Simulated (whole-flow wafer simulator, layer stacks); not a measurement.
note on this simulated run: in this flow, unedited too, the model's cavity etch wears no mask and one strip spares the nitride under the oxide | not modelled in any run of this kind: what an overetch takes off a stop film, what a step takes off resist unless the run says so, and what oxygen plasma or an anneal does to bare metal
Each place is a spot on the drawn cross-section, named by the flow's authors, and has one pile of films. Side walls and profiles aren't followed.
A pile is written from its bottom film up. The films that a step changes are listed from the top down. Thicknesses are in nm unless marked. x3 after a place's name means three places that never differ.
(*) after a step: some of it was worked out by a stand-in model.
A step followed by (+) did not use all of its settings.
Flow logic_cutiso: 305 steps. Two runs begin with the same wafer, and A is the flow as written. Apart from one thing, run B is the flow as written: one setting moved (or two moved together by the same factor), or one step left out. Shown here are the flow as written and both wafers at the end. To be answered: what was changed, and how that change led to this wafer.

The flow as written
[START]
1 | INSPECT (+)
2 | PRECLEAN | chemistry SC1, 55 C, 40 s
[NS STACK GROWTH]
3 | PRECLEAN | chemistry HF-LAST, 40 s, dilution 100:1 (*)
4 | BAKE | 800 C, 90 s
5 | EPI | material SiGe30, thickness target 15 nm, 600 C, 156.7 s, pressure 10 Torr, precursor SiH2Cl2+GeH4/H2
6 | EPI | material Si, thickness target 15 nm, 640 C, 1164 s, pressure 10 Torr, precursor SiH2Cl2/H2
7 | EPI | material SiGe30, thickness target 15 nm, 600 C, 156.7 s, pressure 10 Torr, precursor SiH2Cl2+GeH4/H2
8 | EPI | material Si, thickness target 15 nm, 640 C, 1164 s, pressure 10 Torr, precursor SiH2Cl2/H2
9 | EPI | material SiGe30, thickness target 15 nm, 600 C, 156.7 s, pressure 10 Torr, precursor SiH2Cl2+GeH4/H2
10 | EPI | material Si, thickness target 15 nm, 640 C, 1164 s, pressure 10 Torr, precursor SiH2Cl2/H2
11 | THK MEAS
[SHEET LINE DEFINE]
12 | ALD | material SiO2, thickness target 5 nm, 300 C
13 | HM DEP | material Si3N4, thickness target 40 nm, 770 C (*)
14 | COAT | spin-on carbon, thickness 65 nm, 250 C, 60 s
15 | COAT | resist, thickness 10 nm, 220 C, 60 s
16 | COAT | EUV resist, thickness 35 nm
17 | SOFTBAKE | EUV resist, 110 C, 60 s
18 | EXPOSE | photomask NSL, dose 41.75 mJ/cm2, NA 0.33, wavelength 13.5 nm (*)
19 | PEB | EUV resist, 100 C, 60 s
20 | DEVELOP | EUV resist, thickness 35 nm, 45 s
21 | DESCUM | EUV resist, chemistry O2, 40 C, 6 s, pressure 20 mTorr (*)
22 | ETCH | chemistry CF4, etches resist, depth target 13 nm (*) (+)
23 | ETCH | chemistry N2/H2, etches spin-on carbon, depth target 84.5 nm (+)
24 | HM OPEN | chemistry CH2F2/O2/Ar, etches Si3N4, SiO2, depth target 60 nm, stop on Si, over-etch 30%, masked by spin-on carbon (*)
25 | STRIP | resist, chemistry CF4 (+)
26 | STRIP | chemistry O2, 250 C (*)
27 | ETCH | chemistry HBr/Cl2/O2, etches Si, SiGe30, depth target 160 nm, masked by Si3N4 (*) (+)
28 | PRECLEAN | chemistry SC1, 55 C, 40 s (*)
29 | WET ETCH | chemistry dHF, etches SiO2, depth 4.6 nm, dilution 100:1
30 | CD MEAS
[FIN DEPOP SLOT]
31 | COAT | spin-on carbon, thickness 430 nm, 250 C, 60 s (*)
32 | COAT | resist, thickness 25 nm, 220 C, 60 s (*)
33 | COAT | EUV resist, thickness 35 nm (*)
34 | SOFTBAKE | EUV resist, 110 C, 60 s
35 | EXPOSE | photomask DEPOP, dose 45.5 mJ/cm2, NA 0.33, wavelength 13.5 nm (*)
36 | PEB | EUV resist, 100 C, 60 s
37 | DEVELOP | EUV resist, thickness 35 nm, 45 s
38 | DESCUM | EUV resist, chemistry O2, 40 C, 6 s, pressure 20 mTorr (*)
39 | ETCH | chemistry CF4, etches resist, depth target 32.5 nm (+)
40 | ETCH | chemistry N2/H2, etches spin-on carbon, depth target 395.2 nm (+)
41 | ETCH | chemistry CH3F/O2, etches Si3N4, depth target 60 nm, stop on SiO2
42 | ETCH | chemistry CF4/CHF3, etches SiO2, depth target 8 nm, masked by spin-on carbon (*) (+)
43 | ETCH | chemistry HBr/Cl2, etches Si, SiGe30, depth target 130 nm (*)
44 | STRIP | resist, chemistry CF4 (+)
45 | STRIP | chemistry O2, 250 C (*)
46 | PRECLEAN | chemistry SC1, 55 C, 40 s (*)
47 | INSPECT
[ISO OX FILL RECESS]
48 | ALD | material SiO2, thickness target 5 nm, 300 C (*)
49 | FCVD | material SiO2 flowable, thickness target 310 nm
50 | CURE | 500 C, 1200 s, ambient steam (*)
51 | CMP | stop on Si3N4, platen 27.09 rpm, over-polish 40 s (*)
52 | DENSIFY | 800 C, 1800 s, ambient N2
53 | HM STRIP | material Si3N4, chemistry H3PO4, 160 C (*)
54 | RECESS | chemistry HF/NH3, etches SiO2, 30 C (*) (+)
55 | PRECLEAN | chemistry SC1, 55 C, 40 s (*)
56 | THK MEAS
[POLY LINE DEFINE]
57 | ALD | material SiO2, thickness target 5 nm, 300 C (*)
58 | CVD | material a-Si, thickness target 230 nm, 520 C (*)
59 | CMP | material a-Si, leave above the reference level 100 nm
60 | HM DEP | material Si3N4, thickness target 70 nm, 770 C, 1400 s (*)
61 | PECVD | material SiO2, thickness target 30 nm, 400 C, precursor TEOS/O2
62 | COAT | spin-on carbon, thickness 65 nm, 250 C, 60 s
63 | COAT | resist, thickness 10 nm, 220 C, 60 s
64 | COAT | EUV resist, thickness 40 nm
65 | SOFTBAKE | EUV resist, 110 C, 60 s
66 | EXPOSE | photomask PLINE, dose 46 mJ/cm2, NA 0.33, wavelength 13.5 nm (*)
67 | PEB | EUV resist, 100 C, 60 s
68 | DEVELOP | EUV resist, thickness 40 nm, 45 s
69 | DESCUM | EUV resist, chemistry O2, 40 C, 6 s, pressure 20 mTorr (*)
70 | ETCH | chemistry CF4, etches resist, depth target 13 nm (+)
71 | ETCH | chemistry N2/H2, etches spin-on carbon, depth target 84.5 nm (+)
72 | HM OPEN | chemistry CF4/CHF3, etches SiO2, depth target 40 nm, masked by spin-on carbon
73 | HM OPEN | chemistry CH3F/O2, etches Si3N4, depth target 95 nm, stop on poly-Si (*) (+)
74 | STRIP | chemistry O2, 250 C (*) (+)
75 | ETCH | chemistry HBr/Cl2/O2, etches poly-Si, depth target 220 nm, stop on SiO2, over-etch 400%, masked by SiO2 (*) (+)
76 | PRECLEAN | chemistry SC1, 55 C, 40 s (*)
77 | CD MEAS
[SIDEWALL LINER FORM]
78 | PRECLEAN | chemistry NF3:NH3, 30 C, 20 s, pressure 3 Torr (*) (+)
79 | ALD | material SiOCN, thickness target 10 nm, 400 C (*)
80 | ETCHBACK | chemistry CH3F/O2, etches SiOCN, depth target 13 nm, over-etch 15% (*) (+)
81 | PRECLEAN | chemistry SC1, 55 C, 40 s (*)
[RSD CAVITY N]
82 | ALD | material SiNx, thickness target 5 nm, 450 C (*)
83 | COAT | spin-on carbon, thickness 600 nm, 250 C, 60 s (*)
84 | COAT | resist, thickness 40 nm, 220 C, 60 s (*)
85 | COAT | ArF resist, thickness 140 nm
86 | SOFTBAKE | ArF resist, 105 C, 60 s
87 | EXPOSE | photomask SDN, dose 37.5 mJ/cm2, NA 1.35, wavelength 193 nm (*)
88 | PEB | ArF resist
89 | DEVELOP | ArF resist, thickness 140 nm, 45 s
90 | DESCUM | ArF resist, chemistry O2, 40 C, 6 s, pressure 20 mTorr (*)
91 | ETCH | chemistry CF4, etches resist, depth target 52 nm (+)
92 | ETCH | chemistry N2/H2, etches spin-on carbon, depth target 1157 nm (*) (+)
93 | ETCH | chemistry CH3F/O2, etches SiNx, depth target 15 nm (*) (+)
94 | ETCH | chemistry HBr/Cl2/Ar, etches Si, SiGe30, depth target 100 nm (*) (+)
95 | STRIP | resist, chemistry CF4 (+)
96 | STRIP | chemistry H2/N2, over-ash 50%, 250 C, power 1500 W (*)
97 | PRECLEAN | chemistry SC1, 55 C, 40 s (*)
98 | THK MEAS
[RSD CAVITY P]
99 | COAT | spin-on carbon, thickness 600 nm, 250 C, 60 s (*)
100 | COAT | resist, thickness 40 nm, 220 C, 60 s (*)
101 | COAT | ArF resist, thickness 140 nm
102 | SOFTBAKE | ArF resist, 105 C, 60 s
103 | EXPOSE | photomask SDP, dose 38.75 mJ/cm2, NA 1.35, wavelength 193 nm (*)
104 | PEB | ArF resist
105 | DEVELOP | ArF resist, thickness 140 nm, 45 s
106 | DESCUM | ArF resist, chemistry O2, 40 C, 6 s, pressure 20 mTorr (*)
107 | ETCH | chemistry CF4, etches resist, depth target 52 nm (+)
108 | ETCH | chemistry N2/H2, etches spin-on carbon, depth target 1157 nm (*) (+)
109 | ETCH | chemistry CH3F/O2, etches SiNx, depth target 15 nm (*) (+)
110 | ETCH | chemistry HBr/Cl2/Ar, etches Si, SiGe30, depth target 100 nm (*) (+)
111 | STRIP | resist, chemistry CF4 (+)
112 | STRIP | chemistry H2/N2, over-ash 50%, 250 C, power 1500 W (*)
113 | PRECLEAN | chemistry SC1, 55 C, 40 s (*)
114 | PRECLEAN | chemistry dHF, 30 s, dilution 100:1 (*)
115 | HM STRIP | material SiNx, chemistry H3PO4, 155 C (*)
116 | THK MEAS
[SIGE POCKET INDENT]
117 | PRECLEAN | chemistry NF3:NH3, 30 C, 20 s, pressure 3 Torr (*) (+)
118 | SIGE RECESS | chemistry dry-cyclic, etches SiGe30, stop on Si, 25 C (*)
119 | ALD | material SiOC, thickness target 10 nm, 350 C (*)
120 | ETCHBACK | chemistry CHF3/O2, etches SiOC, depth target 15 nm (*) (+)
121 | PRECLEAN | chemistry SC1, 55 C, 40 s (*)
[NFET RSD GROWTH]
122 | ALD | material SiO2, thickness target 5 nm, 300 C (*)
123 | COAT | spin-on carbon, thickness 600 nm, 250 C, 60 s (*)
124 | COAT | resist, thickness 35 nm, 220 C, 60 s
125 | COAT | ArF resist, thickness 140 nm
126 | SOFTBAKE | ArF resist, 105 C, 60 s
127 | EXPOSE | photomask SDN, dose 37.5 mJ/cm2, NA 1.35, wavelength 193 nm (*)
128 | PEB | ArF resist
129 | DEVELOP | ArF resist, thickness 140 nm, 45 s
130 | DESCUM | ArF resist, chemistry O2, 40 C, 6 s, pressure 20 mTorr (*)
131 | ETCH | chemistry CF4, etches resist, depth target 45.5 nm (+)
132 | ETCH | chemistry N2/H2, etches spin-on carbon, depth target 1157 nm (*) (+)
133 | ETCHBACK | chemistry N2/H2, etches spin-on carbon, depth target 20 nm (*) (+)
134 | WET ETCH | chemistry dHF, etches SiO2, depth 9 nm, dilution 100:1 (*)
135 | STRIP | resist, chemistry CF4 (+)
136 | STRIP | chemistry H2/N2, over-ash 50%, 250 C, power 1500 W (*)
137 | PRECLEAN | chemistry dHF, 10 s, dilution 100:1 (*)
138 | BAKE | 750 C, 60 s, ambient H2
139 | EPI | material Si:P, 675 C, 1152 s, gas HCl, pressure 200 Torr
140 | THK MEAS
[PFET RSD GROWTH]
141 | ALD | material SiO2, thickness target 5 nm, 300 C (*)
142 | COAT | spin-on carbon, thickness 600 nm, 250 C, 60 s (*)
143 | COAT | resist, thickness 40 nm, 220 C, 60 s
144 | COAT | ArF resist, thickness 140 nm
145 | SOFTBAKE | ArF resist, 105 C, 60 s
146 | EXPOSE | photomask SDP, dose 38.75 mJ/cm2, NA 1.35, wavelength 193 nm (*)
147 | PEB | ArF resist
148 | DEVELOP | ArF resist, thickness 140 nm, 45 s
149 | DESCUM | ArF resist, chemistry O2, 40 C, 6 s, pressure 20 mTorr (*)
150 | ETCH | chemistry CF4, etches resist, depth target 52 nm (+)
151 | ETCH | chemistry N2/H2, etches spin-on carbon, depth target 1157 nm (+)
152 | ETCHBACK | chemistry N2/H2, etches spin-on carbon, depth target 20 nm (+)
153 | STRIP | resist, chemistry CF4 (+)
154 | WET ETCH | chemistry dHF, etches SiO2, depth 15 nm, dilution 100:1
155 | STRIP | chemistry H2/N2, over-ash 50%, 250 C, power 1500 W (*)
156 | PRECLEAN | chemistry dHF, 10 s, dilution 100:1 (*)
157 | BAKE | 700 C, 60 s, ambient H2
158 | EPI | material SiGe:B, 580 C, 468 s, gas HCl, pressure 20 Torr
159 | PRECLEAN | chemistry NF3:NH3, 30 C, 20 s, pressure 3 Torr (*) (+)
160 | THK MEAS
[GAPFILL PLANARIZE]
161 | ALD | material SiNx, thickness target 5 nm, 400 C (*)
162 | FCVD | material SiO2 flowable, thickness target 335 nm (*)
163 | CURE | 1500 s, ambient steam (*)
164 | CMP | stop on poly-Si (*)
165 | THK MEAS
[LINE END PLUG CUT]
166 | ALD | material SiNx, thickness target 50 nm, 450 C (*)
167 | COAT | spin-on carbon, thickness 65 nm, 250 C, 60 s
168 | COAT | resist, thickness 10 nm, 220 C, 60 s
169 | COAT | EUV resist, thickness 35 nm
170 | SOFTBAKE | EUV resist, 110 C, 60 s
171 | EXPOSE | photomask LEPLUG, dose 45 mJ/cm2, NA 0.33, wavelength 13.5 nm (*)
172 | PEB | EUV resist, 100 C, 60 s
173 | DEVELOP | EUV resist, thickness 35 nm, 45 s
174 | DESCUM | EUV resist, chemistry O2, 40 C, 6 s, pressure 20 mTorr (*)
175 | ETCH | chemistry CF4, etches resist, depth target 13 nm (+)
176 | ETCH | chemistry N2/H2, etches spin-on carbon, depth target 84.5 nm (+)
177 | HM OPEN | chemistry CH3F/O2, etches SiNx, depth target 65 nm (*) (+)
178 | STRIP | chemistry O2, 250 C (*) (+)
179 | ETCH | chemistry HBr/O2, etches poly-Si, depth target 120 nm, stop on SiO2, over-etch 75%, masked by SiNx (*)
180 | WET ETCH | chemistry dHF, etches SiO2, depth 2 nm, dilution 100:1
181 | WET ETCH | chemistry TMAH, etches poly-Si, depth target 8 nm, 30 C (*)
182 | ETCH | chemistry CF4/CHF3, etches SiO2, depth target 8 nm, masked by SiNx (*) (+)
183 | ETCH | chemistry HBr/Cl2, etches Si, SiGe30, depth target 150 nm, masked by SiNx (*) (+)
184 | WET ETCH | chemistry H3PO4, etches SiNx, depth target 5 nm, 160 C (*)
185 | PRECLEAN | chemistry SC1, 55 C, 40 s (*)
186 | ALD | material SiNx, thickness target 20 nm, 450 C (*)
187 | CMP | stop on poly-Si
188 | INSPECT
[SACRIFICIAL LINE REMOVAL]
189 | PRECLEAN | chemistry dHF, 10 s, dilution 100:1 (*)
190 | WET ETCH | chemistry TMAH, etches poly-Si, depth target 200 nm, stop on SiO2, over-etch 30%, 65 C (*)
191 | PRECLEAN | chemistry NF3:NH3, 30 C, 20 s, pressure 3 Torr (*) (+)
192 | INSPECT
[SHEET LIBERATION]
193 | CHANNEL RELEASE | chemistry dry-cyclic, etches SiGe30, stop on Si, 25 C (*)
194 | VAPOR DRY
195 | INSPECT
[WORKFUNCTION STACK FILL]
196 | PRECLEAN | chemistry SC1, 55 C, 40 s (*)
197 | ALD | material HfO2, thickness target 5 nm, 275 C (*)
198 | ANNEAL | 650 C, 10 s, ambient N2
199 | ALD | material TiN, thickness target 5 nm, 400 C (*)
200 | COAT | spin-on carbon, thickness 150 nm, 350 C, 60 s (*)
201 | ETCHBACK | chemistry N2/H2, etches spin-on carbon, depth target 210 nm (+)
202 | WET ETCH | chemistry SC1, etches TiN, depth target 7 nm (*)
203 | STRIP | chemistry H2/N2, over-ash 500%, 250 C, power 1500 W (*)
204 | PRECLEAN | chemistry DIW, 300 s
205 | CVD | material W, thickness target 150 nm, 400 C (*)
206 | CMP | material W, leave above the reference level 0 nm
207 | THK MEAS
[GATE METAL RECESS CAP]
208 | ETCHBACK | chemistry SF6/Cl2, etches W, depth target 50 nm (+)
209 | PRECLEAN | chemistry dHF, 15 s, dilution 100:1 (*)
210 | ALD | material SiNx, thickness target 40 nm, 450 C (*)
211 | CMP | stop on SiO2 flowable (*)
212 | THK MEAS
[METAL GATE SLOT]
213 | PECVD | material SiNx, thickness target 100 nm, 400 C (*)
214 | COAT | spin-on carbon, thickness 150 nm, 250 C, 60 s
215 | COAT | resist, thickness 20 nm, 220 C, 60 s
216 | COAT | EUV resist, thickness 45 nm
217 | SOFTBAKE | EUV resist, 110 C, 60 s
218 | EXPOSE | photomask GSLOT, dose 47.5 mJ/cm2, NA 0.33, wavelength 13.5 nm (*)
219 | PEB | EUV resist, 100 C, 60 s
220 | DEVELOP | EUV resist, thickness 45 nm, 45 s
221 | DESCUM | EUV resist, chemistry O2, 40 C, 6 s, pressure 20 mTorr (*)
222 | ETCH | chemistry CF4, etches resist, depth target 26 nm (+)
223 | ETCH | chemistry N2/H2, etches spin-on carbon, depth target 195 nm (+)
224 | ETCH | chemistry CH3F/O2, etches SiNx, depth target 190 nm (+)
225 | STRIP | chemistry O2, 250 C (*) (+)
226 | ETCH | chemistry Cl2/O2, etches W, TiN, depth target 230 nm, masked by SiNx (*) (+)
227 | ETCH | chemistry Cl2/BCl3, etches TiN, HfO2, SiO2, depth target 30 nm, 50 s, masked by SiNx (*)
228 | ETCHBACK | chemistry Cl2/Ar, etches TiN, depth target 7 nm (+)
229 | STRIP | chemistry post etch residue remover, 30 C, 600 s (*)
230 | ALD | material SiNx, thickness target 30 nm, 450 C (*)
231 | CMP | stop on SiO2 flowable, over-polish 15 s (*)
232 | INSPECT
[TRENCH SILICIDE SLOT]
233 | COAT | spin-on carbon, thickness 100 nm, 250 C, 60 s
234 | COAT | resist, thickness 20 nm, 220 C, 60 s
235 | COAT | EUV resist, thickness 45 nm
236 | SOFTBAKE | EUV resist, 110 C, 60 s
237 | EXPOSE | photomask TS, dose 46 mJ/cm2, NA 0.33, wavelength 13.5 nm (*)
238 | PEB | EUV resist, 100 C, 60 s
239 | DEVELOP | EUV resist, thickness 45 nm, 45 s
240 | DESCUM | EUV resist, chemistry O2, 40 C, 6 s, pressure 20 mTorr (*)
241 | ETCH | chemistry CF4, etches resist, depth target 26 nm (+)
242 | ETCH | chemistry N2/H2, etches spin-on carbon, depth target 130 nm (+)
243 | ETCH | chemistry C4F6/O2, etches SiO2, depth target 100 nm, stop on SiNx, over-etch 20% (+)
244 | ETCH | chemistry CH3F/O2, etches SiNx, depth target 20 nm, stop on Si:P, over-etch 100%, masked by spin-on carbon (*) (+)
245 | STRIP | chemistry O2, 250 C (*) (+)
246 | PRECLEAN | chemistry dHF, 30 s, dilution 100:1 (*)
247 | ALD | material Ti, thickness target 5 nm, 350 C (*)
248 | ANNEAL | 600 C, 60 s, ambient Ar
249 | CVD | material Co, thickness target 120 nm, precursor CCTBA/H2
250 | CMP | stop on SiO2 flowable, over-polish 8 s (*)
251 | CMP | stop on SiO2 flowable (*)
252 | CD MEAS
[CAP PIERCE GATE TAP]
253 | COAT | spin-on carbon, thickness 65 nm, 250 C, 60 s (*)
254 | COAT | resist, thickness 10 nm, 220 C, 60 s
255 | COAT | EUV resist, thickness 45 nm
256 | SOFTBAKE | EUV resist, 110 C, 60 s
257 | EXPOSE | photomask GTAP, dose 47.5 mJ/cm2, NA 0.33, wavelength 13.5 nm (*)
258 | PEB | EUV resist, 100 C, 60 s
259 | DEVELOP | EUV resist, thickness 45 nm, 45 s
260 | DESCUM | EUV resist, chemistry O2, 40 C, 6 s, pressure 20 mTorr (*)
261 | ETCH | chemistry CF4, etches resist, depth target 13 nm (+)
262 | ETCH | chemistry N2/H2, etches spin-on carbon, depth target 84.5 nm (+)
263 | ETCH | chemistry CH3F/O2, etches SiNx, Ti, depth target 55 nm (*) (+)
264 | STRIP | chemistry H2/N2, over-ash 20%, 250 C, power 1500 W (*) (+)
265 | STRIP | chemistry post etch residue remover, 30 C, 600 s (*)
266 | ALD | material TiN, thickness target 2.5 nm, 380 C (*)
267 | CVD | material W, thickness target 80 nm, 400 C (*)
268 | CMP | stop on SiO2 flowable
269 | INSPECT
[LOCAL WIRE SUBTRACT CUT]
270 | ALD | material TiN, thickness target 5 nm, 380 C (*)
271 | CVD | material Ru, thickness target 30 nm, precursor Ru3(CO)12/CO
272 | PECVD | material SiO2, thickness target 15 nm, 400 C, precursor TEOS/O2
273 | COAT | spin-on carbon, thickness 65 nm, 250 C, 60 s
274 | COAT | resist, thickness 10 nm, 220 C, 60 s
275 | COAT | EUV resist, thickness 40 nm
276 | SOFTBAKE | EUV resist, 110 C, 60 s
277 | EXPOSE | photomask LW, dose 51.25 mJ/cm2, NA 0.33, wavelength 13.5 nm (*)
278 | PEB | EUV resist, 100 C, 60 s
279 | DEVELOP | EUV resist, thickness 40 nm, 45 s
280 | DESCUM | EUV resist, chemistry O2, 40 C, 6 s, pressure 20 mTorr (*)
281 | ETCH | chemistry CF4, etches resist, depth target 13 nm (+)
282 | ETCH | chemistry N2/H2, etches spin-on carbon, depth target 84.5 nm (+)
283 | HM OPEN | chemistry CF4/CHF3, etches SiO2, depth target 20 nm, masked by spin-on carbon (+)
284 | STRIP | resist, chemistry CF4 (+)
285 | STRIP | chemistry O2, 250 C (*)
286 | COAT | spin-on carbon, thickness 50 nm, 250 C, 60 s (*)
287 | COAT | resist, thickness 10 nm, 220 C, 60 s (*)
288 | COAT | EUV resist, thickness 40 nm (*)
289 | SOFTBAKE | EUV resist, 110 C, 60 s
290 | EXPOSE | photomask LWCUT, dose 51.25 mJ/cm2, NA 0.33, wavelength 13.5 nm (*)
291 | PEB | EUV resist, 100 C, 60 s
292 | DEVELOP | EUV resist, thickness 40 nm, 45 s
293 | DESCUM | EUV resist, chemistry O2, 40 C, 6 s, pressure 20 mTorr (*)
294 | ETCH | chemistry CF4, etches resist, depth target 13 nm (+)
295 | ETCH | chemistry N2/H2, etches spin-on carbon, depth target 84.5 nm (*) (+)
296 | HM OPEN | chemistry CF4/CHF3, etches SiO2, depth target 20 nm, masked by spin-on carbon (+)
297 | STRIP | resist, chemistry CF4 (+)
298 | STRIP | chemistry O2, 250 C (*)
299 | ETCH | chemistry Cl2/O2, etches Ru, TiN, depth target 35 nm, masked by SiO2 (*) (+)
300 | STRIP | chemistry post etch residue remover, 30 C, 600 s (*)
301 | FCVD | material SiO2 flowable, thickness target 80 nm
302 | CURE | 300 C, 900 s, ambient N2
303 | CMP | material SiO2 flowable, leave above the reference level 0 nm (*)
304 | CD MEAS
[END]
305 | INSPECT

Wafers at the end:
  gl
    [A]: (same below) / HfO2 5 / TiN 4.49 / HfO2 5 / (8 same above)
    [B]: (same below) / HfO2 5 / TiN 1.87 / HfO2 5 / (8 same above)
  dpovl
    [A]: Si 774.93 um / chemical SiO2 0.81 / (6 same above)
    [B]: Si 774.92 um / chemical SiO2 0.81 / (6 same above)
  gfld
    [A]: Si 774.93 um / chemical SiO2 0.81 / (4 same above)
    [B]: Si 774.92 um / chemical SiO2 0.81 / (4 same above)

What caused this: step 9, EPI: 129.3 s was run, though the flow has 156.7 s.

The path from the change to this, step by step:
  9 | EPI | material SiGe30, thickness target 15 nm, 600 C, 156.7 s, pressure 10 Torr, precursor SiH2Cl2+GeH4/H2
      depop, dpovl, gfld and 19 more: A SiGe30 gains 15 (new film) | B SiGe30 gains 12.4 (new film)
  27 | ETCH | chemistry HBr/Cl2/O2, etches Si, SiGe30, depth target 160 nm, masked by Si3N4 (*) (+)
      gfld, gxf, iso, lnri: A chemical SiO2 loses 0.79 (all of it), Si loses 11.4 (all of it), SiGe30 loses 15 (all of it), Si loses 15 (all of it), SiGe30 loses 15 (all of it), Si loses 15 (all of it), SiGe30 loses 15 (all of it), Si loses 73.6 | B chemical SiO2 loses 0.79 (all of it), Si loses 11.4 (all of it), SiGe30 loses 12.4 (all of it), Si loses 15 (all of it), SiGe30 loses 15 (all of it), Si loses 15 (all of it), SiGe30 loses 15 (all of it), Si loses 76.3
      dpovl, nsgap: A chemical SiO2 loses 0.79 (all of it), Si loses 11.8 (all of it), SiGe30 loses 15 (all of it), Si loses 15 (all of it), SiGe30 loses 15 (all of it), Si loses 15 (all of it), SiGe30 loses 15 (all of it), Si loses 73.2 | B chemical SiO2 loses 0.79 (all of it), Si loses 11.8 (all of it), SiGe30 loses 12.4 (all of it), Si loses 15 (all of it), SiGe30 loses 15 (all of it), Si loses 15 (all of it), SiGe30 loses 15 (all of it), Si loses 75.9
      (and at 1 other place as well)
  43 | ETCH | chemistry HBr/Cl2, etches Si, SiGe30, depth target 130 nm (*)
      depop: A Si loses 14 (all of it), SiGe30 loses 15 (all of it), Si loses 15 (all of it), SiGe30 loses 15 (all of it), Si loses 15 (all of it), SiGe30 loses 15 (all of it), Si loses 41 | B Si loses 14 (all of it), SiGe30 loses 12.4 (all of it), Si loses 15 (all of it), SiGe30 loses 15 (all of it), Si loses 15 (all of it), SiGe30 loses 15 (all of it), Si loses 43.6
  94 | ETCH | chemistry HBr/Cl2/Ar, etches Si, SiGe30, depth target 100 nm (*) (+)
      rsdn, rsdx: A chemical SiO2 loses 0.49 (all of it), Si loses 12.8 (all of it), SiGe30 loses 15 (all of it), Si loses 15 (all of it), SiGe30 loses 15 (all of it), Si loses 15 (all of it), SiGe30 loses 15 (all of it), Si loses 12.2 | B chemical SiO2 loses 0.49 (all of it), Si loses 12.8 (all of it), SiGe30 loses 12.4 (all of it), Si loses 15 (all of it), SiGe30 loses 15 (all of it), Si loses 15 (all of it), SiGe30 loses 15 (all of it), Si loses 14.8
  110 | ETCH | chemistry HBr/Cl2/Ar, etches Si, SiGe30, depth target 100 nm (*) (+)
      rsdp, rsdw: A chemical SiO2 loses 0.49 (all of it), Si loses 12.8 (all of it), SiGe30 loses 15 (all of it), Si loses 15 (all of it), SiGe30 loses 15 (all of it), Si loses 15 (all of it), SiGe30 loses 15 (all of it), Si loses 12.2 | B chemical SiO2 loses 0.49 (all of it), Si loses 12.8 (all of it), SiGe30 loses 12.4 (all of it), Si loses 15 (all of it), SiGe30 loses 15 (all of it), Si loses 15 (all of it), SiGe30 loses 15 (all of it), Si loses 14.8
  118 | SIGE RECESS | chemistry dry-cyclic, etches SiGe30, stop on Si, 25 C (*)
      lnr, lnrp, lnrt: A SiOCN loses 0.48, Si loses 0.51, cavity gains 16 (new film), SiGe30 loses 15 (all of it), Si loses 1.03, cavity gains 16 (new film), SiGe30 loses 15 (all of it), Si loses 1.03, cavity gains 16 (new film), SiGe30 loses 15 (all of it), Si loses 0.51 | B SiOCN loses 0.48, Si loses 0.51, cavity gains 13.4 (new film), SiGe30 loses 12.4 (all of it), Si loses 1.03, cavity gains 16 (new film), SiGe30 loses 15 (all of it), Si loses 1.03, cavity gains 16 (new film), SiGe30 loses 15 (all of it), Si loses 0.51
  119 | ALD | material SiOC, thickness target 10 nm, 350 C (*)
      lnr, lnrp, lnrt: A SiOC gains 10 (new film), SiOC gains 16 (new film), cavity loses 16 (all of it), SiOC gains 16 (new film), cavity loses 16 (all of it), SiOC gains 16 (new film), cavity loses 16 (all of it) | B SiOC gains 10 (new film), SiOC gains 13.4 (new film), cavity loses 13.4 (all of it), SiOC gains 16 (new film), cavity loses 16 (all of it), SiOC gains 16 (new film), cavity loses 16 (all of it)
  183 | ETCH | chemistry HBr/Cl2, etches Si, SiGe30, depth target 150 nm, masked by SiNx (*) (+)
      plug: A Si loses 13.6 (all of it), SiGe30 loses 15 (all of it), Si loses 15 (all of it), SiGe30 loses 15 (all of it), Si loses 15 (all of it), SiGe30 loses 15 (all of it), Si loses 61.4 | B Si loses 13.6 (all of it), SiGe30 loses 12.4 (all of it), Si loses 15 (all of it), SiGe30 loses 15 (all of it), Si loses 15 (all of it), SiGe30 loses 15 (all of it), Si loses 64.1
  193 | CHANNEL RELEASE | chemistry dry-cyclic, etches SiGe30, stop on Si, 25 C (*)
      gl, glp, gxn, gxp, ns, tap: A chemical SiO2 gains 0.8 (new film), Si loses 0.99, chemical SiO2 gains 0.8 (new film), cavity gains 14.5 (new film), chemical SiO2 gains 0.8 (new film), SiGe30 loses 15 (all of it), Si loses 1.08, chemical SiO2 gains 0.8 (new film), cavity gains 14.5 (new film), chemical SiO2 gains 0.8 (new film), SiGe30 loses 15 (all of it), Si loses 1.08, chemical SiO2 gains 0.8 (new film), cavity gains 14.5 (new film), chemical SiO2 gains 0.8 (new film), SiGe30 loses 15 (all of it), Si loses 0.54 | B chemical SiO2 gains 0.8 (new film), Si loses 0.99, chemical SiO2 gains 0.8 (new film), cavity gains 11.9 (new film), chemical SiO2 gains 0.8 (new film), SiGe30 loses 12.4 (all of it), Si loses 1.08, chemical SiO2 gains 0.8 (new film), cavity gains 14.5 (new film), chemical SiO2 gains 0.8 (new film), SiGe30 loses 15 (all of it), Si loses 1.08, chemical SiO2 gains 0.8 (new film), cavity gains 14.5 (new film), chemical SiO2 gains 0.8 (new film), SiGe30 loses 15 (all of it), Si loses 0.54
  199 | ALD | material TiN, thickness target 5 nm, 400 C (*)
      gl, glp, tap: A TiN gains 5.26 (new film), TiN gains 4.49 (new film), cavity loses 4.49 (all of it), TiN gains 4.49 (new film), cavity loses 4.49 (all of it), TiN gains 4.49 (new film), cavity loses 4.49 (all of it) | B TiN gains 5.26 (new film), TiN gains 1.87 (new film), cavity loses 1.87 (all of it), TiN gains 4.49 (new film), cavity loses 4.49 (all of it), TiN gains 4.49 (new film), cavity loses 4.49 (all of it)
      gxn, gxp, ns: A TiN gains 5 (new film), TiN gains 4.49 (new film), cavity loses 4.49 (all of it), TiN gains 4.49 (new film), cavity loses 4.49 (all of it), TiN gains 4.49 (new film), cavity loses 4.49 (all of it) | B TiN gains 5 (new film), TiN gains 1.87 (new film), cavity loses 1.87 (all of it), TiN gains 4.49 (new film), cavity loses 4.49 (all of it), TiN gains 4.49 (new film), cavity loses 4.49 (all of it)
